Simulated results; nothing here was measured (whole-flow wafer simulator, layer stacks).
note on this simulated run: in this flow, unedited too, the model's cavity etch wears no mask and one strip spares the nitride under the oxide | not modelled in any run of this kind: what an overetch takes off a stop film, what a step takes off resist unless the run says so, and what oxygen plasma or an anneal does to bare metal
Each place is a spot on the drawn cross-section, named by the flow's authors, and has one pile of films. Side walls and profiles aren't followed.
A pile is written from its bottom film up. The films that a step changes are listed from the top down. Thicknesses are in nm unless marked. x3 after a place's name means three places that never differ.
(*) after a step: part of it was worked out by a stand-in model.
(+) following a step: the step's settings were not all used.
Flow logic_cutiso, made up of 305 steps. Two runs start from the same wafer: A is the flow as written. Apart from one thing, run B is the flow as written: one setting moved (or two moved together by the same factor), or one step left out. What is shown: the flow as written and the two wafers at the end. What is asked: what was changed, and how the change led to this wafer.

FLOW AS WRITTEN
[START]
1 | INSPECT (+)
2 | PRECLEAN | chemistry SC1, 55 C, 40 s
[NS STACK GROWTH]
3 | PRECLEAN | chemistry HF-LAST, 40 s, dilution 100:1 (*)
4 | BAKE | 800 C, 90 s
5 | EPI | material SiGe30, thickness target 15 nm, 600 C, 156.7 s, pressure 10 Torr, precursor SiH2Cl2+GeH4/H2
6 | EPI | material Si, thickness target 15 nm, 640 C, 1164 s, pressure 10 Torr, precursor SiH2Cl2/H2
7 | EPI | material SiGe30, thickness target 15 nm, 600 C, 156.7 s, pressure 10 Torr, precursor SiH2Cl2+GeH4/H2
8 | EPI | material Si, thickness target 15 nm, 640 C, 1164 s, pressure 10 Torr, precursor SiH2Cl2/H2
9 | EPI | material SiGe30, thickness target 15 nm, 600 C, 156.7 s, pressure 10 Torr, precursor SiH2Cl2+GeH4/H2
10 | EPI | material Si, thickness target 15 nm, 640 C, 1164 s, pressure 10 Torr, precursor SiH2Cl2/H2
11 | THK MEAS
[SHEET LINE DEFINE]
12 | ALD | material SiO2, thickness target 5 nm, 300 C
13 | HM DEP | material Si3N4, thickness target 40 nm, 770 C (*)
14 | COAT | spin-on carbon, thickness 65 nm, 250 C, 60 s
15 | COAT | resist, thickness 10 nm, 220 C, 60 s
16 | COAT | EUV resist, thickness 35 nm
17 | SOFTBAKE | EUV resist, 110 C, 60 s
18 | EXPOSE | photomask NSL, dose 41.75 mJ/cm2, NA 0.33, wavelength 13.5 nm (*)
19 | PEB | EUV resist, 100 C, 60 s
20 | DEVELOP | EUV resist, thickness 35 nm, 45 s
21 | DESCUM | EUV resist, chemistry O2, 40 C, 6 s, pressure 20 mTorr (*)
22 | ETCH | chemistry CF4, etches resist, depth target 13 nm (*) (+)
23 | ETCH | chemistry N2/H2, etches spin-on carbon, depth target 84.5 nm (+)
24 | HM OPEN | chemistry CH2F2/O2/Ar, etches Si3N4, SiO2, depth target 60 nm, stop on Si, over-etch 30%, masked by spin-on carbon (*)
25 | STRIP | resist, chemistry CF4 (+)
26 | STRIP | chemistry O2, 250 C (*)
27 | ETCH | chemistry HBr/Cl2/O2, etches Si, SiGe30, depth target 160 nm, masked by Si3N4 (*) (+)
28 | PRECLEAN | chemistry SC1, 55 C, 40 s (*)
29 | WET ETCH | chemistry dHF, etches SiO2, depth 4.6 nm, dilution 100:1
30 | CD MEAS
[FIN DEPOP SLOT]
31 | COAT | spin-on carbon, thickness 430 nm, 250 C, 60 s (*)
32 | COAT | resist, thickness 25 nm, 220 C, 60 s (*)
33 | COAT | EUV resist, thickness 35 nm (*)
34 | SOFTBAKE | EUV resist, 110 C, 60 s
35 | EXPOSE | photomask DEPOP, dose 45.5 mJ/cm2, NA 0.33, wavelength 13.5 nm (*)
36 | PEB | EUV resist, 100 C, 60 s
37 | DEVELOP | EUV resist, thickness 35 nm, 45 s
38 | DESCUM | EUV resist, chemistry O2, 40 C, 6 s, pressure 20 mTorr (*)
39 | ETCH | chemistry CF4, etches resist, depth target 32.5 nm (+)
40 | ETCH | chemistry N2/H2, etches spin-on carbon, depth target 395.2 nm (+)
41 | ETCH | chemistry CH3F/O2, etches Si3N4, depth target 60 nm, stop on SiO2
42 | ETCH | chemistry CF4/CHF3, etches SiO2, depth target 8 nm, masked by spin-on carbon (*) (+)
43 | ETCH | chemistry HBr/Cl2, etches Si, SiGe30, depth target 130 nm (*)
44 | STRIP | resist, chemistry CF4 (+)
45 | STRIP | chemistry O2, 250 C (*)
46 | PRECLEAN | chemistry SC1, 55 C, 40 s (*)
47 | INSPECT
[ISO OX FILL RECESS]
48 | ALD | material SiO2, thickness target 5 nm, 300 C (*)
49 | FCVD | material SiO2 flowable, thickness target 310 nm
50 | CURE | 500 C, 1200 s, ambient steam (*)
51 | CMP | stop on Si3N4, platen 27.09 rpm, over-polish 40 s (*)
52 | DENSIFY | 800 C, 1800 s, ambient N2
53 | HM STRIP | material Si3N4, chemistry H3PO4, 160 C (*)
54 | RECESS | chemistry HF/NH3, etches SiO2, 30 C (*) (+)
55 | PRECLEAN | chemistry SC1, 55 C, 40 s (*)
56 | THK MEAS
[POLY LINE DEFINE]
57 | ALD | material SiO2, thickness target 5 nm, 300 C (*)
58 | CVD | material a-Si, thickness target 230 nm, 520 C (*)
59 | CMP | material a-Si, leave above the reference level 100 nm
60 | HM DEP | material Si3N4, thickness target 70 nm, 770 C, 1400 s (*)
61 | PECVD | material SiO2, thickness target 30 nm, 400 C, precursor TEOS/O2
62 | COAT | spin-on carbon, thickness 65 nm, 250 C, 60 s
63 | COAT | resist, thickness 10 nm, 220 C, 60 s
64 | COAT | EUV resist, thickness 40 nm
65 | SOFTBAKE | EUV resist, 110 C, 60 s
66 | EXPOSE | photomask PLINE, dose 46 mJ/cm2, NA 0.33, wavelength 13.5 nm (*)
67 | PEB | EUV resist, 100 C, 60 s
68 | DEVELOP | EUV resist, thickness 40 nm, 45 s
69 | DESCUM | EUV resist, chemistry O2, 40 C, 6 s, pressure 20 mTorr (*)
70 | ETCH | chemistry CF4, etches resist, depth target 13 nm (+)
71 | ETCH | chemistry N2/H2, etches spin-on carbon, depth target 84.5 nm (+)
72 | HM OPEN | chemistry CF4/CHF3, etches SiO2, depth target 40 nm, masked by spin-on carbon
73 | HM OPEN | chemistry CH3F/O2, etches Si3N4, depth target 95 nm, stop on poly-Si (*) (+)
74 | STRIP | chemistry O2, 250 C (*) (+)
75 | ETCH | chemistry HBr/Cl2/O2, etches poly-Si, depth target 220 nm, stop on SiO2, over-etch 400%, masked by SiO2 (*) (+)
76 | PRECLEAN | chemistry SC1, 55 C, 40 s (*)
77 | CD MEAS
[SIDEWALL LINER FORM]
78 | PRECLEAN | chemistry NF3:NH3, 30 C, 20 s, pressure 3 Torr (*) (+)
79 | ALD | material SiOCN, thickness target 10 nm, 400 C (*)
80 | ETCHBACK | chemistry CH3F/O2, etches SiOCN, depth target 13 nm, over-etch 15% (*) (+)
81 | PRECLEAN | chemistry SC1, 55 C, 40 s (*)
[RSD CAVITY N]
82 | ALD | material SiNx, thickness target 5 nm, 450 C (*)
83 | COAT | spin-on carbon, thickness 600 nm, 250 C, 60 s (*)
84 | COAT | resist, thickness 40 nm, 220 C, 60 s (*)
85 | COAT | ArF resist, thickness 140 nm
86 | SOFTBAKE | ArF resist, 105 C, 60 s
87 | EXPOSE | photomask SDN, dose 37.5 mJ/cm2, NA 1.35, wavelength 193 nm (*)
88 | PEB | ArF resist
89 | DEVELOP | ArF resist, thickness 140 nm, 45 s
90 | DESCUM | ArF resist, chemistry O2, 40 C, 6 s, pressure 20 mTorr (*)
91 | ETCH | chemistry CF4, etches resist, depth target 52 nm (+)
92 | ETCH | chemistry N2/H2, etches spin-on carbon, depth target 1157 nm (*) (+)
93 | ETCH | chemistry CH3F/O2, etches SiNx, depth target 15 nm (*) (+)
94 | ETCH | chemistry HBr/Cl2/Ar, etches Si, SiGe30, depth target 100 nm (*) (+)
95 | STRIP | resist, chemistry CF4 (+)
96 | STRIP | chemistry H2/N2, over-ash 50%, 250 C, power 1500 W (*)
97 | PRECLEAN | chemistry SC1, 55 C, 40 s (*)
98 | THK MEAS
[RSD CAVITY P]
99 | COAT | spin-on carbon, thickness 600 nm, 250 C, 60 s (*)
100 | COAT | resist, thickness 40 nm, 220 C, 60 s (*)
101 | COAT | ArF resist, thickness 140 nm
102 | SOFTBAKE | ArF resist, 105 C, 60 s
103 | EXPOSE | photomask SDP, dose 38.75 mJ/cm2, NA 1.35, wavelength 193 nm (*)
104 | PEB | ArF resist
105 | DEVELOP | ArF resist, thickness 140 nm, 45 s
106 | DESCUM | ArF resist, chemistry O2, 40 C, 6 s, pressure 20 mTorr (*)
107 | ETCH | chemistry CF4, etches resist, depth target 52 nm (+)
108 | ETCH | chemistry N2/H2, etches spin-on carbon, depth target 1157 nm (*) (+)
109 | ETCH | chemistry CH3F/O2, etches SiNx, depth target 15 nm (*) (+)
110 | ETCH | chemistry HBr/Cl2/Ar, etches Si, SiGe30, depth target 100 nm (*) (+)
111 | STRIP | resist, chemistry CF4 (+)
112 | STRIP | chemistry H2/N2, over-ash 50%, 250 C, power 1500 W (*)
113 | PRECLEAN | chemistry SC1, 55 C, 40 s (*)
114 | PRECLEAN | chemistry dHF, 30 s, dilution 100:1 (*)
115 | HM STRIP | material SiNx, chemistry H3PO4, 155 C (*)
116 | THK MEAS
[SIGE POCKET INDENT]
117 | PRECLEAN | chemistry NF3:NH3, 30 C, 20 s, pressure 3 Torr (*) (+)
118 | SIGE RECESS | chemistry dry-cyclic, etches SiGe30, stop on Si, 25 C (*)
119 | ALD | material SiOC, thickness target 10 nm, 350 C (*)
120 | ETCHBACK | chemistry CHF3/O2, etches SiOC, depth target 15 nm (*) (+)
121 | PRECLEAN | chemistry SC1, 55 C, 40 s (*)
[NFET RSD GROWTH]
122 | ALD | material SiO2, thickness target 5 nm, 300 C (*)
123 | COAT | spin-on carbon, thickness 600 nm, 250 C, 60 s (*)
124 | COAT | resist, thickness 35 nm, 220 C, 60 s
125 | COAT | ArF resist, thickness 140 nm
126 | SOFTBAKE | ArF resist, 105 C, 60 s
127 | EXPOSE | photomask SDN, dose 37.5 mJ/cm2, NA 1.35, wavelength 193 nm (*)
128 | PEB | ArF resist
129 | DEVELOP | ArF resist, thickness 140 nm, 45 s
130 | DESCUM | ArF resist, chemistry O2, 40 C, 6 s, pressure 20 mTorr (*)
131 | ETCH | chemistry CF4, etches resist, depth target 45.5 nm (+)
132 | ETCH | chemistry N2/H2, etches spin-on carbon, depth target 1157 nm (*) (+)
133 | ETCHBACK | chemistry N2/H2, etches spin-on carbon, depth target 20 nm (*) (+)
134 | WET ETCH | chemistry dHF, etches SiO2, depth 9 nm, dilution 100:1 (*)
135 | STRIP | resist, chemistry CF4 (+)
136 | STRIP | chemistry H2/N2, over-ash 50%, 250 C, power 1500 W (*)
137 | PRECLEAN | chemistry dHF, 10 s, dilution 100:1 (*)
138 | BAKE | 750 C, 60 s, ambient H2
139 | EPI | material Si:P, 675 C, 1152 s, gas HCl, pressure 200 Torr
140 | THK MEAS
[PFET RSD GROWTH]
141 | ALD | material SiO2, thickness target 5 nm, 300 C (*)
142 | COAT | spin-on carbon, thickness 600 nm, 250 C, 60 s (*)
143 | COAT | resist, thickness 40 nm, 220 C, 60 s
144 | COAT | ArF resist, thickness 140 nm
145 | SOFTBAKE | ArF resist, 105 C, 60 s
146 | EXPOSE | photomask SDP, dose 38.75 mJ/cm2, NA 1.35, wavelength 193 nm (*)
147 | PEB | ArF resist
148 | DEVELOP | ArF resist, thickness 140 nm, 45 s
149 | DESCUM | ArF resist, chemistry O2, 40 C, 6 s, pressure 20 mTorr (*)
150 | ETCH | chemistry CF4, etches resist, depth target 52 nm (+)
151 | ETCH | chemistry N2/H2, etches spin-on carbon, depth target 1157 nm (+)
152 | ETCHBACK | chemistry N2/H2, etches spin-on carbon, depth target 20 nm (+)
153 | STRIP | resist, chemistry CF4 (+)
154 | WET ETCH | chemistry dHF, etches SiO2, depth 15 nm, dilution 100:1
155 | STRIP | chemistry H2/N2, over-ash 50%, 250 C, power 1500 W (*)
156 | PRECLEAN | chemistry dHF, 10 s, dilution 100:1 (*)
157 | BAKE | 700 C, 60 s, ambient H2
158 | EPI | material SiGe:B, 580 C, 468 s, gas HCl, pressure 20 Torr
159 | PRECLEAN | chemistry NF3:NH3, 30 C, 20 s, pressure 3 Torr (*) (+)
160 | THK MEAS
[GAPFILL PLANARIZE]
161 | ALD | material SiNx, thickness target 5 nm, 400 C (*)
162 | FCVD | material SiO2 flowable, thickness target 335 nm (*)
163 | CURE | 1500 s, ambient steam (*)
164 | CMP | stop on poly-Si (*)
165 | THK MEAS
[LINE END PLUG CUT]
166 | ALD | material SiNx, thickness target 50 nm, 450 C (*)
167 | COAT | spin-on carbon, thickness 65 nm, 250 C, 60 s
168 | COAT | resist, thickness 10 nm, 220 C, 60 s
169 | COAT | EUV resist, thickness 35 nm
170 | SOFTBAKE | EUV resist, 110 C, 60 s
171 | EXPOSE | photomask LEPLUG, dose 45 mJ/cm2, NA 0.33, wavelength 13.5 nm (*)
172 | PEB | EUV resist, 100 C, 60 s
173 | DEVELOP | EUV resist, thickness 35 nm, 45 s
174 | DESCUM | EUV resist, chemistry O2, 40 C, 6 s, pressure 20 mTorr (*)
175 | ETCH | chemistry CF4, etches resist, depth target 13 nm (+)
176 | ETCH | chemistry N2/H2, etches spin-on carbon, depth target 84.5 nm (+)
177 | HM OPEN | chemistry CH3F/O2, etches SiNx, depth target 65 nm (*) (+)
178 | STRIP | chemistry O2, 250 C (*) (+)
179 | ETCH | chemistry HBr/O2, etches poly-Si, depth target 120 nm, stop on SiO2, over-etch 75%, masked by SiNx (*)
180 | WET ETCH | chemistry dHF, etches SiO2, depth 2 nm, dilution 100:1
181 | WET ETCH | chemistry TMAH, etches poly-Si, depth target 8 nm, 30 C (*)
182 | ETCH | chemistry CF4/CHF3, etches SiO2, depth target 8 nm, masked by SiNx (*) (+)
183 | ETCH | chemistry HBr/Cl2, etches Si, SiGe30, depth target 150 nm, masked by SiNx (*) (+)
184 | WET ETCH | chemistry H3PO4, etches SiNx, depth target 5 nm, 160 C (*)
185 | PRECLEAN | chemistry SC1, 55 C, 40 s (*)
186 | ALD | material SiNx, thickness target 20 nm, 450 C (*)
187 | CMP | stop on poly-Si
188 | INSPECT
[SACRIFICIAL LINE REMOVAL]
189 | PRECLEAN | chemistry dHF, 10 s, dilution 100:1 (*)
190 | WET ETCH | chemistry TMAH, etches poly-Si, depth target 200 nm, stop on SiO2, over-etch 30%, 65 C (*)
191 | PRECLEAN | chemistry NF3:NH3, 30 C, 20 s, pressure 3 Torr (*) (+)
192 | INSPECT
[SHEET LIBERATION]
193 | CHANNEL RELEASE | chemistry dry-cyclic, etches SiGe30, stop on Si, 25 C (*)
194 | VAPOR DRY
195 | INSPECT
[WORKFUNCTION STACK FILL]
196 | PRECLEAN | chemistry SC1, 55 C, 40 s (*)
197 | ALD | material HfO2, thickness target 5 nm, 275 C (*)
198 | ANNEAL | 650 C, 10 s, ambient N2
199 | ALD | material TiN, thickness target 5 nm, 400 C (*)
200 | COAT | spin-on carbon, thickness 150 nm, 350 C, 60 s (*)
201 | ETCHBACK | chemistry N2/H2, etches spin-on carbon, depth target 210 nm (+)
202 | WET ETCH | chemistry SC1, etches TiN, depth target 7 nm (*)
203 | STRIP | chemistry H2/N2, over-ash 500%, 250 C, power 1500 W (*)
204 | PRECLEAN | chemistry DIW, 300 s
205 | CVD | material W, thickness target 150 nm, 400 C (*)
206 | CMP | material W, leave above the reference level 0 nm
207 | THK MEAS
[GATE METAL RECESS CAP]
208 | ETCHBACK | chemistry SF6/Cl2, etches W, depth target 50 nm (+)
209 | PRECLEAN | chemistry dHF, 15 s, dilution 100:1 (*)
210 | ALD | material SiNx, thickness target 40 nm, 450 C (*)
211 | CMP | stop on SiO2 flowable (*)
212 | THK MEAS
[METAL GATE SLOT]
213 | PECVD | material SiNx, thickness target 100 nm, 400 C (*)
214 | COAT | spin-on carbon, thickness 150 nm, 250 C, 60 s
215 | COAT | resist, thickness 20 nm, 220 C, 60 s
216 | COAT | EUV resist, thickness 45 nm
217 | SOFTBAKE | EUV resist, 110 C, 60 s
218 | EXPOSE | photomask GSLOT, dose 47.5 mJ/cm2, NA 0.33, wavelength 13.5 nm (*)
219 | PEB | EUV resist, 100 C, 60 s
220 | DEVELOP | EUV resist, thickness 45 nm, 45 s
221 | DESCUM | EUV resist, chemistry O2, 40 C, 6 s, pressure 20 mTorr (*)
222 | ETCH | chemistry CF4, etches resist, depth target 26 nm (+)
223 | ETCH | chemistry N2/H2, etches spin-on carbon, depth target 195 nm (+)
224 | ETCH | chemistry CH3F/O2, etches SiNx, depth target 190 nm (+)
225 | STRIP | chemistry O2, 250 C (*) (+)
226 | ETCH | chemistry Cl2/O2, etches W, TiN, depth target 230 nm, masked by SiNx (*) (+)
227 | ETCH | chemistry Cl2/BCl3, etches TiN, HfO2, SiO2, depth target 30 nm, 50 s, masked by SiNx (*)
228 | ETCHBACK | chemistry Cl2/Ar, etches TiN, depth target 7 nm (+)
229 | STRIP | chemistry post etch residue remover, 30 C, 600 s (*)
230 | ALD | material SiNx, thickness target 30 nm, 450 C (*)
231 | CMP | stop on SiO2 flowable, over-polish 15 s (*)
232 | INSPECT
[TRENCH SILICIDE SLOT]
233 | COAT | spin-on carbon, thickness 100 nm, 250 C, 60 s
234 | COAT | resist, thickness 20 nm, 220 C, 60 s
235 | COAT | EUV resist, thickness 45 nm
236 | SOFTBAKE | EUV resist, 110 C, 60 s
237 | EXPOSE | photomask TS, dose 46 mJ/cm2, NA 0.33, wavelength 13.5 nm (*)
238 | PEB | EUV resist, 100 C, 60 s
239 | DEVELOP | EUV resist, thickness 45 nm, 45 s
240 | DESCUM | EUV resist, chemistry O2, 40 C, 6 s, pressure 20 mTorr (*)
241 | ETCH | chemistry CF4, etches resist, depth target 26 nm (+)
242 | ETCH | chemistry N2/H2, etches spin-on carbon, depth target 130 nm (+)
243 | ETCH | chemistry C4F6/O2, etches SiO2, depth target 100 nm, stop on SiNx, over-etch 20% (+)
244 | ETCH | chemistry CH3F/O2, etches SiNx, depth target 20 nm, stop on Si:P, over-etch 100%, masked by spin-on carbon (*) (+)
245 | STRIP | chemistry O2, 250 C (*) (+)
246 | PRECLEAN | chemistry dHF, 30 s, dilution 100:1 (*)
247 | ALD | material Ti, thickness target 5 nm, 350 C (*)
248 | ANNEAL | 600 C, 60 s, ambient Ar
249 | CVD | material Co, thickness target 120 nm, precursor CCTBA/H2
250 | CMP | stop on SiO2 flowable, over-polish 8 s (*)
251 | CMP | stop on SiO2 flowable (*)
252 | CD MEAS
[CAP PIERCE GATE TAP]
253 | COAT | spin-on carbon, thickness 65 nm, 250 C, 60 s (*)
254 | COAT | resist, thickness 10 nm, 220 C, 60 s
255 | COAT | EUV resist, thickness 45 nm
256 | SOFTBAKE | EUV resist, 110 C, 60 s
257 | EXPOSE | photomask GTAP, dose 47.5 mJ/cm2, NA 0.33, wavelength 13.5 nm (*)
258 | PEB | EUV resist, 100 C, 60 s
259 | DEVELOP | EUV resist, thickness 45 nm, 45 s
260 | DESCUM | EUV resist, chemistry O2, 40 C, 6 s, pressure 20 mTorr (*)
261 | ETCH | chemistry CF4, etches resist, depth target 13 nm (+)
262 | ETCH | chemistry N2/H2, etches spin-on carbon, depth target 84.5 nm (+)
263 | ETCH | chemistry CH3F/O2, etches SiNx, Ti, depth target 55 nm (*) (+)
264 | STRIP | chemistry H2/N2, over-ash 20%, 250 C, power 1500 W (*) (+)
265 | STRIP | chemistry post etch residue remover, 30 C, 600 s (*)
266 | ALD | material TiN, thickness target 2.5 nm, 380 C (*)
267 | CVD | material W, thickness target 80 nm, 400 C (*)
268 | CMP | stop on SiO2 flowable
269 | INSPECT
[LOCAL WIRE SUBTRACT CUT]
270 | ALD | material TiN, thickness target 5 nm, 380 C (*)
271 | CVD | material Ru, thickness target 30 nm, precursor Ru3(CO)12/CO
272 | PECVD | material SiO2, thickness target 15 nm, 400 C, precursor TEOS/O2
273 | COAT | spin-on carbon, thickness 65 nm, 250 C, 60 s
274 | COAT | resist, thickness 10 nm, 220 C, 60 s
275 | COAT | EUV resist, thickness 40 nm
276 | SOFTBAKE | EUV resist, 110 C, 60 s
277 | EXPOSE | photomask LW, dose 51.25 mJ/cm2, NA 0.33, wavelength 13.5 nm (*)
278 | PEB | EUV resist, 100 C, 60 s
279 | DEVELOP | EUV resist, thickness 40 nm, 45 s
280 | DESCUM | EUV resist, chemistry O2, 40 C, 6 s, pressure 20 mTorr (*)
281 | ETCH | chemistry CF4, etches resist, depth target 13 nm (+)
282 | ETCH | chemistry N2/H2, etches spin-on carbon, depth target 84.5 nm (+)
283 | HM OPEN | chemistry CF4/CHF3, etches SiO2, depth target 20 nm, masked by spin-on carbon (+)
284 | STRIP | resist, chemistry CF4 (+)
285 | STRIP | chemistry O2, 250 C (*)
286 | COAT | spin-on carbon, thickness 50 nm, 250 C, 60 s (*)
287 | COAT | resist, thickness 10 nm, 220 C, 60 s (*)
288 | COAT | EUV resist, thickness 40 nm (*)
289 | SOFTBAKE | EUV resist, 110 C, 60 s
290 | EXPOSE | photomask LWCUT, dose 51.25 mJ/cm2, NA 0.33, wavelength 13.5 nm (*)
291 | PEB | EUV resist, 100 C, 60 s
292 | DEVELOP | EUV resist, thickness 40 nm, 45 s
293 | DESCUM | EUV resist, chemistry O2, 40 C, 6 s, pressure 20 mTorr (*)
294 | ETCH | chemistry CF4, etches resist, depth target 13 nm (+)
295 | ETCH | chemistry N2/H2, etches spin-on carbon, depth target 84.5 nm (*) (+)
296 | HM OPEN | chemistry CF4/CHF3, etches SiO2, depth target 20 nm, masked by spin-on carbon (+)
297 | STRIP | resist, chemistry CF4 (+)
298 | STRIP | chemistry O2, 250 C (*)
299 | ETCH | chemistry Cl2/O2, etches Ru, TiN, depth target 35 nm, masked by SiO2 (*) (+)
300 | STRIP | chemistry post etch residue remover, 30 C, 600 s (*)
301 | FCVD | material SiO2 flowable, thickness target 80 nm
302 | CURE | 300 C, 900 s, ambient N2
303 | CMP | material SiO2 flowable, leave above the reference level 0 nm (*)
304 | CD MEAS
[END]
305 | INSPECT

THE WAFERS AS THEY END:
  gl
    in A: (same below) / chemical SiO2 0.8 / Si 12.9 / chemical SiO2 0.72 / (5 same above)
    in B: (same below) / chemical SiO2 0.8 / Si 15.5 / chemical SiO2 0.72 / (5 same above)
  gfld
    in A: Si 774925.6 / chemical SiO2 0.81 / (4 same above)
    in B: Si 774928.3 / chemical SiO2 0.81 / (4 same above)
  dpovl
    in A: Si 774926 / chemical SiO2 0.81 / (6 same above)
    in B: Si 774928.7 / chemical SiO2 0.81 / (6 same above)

Cause: step 10, EPI: thickness target 17.6 nm was run, whereas the flow has thickness target 15 nm; step 10, EPI: 1368 s was run, where the flow has 1164 s.

Step by step, how the change led to this:
  10 | EPI | material Si, thickness target 15 nm, 640 C, 1164 s, pressure 10 Torr, precursor SiH2Cl2/H2
      depop, dpovl, gfld and 19 more: A +15 Si (new film) | B +17.6 Si (new film)
  27 | ETCH | chemistry HBr/Cl2/O2, etches Si, SiGe30, depth target 160 nm, masked by Si3N4 (*) (+)
      gfld, gxf, iso, lnri: A -0.79 chemical SiO2 (all of it), -11.4 Si (all of it), -15 SiGe30 (all of it), -15 Si (all of it), -15 SiGe30 (all of it), -15 Si (all of it), -15 SiGe30 (all of it), -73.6 Si | B -0.79 chemical SiO2 (all of it), -14 Si (all of it), -15 SiGe30 (all of it), -15 Si (all of it), -15 SiGe30 (all of it), -15 Si (all of it), -15 SiGe30 (all of it), -71 Si
      dpovl, nsgap: A -0.79 chemical SiO2 (all of it), -11.8 Si (all of it), -15 SiGe30 (all of it), -15 Si (all of it), -15 SiGe30 (all of it), -15 Si (all of it), -15 SiGe30 (all of it), -73.2 Si | B -0.79 chemical SiO2 (all of it), -14.4 Si (all of it), -15 SiGe30 (all of it), -15 Si (all of it), -15 SiGe30 (all of it), -15 Si (all of it), -15 SiGe30 (all of it), -70.6 Si
      (also at 1 further place)
  43 | ETCH | chemistry HBr/Cl2, etches Si, SiGe30, depth target 130 nm (*)
      depop: A -14 Si (all of it), -15 SiGe30 (all of it), -15 Si (all of it), -15 SiGe30 (all of it), -15 Si (all of it), -15 SiGe30 (all of it), -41 Si | B -16.6 Si (all of it), -15 SiGe30 (all of it), -15 Si (all of it), -15 SiGe30 (all of it), -15 Si (all of it), -15 SiGe30 (all of it), -38.3 Si
  94 | ETCH | chemistry HBr/Cl2/Ar, etches Si, SiGe30, depth target 100 nm (*) (+)
      rsdn, rsdx: A -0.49 chemical SiO2 (all of it), -12.8 Si (all of it), -15 SiGe30 (all of it), -15 Si (all of it), -15 SiGe30 (all of it), -15 Si (all of it), -15 SiGe30 (all of it), -12.2 Si | B -0.49 chemical SiO2 (all of it), -15.4 Si (all of it), -15 SiGe30 (all of it), -15 Si (all of it), -15 SiGe30 (all of it), -15 Si (all of it), -15 SiGe30 (all of it), -9.54 Si
  110 | ETCH | chemistry HBr/Cl2/Ar, etches Si, SiGe30, depth target 100 nm (*) (+)
      rsdp, rsdw: A -0.49 chemical SiO2 (all of it), -12.8 Si (all of it), -15 SiGe30 (all of it), -15 Si (all of it), -15 SiGe30 (all of it), -15 Si (all of it), -15 SiGe30 (all of it), -12.2 Si | B -0.49 chemical SiO2 (all of it), -15.4 Si (all of it), -15 SiGe30 (all of it), -15 Si (all of it), -15 SiGe30 (all of it), -15 Si (all of it), -15 SiGe30 (all of it), -9.54 Si
  183 | ETCH | chemistry HBr/Cl2, etches Si, SiGe30, depth target 150 nm, masked by SiNx (*) (+)
      plug: A -13.6 Si (all of it), -15 SiGe30 (all of it), -15 Si (all of it), -15 SiGe30 (all of it), -15 Si (all of it), -15 SiGe30 (all of it), -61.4 Si | B -16.2 Si (all of it), -15 SiGe30 (all of it), -15 Si (all of it), -15 SiGe30 (all of it), -15 Si (all of it), -15 SiGe30 (all of it), -58.8 Si
